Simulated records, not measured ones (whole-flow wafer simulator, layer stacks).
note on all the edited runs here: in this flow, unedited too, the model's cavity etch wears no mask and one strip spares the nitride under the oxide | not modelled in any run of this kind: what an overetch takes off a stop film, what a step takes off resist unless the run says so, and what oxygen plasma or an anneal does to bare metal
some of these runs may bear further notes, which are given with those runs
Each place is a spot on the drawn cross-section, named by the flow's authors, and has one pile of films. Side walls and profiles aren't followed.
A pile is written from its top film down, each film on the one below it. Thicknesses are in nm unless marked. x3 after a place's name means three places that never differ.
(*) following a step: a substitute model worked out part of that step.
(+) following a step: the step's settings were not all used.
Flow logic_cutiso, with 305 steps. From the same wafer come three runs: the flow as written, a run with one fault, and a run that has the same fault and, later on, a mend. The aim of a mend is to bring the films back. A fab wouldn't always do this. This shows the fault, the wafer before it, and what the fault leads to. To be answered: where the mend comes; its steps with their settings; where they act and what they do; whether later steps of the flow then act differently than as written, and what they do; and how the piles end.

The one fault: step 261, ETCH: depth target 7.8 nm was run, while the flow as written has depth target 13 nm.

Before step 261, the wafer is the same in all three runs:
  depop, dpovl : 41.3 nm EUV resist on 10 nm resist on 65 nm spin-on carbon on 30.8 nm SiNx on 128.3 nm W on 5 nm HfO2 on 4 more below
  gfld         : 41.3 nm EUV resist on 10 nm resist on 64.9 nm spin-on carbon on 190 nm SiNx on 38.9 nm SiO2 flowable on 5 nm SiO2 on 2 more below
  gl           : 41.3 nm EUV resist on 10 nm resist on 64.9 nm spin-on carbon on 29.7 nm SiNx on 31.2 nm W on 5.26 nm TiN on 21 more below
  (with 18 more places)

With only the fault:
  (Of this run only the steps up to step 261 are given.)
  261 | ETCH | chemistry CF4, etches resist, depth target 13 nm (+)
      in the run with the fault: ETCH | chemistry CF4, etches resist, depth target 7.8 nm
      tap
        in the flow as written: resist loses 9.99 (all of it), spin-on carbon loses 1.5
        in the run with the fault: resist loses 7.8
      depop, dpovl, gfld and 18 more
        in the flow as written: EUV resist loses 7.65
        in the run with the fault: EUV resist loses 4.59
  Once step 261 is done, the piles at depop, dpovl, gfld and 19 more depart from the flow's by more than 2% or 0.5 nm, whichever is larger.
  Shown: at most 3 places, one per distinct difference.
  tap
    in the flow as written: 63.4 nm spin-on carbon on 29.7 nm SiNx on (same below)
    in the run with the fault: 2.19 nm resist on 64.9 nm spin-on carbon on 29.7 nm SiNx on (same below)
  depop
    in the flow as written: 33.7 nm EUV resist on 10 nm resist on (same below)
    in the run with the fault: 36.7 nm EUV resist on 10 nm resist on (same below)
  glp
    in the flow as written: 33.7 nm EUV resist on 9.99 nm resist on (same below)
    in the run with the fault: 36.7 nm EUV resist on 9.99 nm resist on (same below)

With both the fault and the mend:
  The mend follows step 261.
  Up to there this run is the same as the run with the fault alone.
  261a | ETCH | chemistry CF4, etches resist, depth target 5.2 nm (*) (+) (the flow's step 261, run once more with other settings)
      depop, dpovl, gfld and 18 more
        EUV resist loses 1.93
      tap
        resist loses 2.19 (all of it), spin-on carbon loses 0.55
  Steps later in the flow that act otherwise than as written (not shown: 2 more steps that differ only slightly, by at most 2% or 0.5 nm, whichever is larger):
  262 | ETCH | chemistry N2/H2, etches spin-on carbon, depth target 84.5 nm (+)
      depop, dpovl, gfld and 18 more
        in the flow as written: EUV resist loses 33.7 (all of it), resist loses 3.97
        in the run with the mend: EUV resist loses 34.8 (all of it), resist loses 3.92
  The piles end the same as the flow's at every place that both follow.
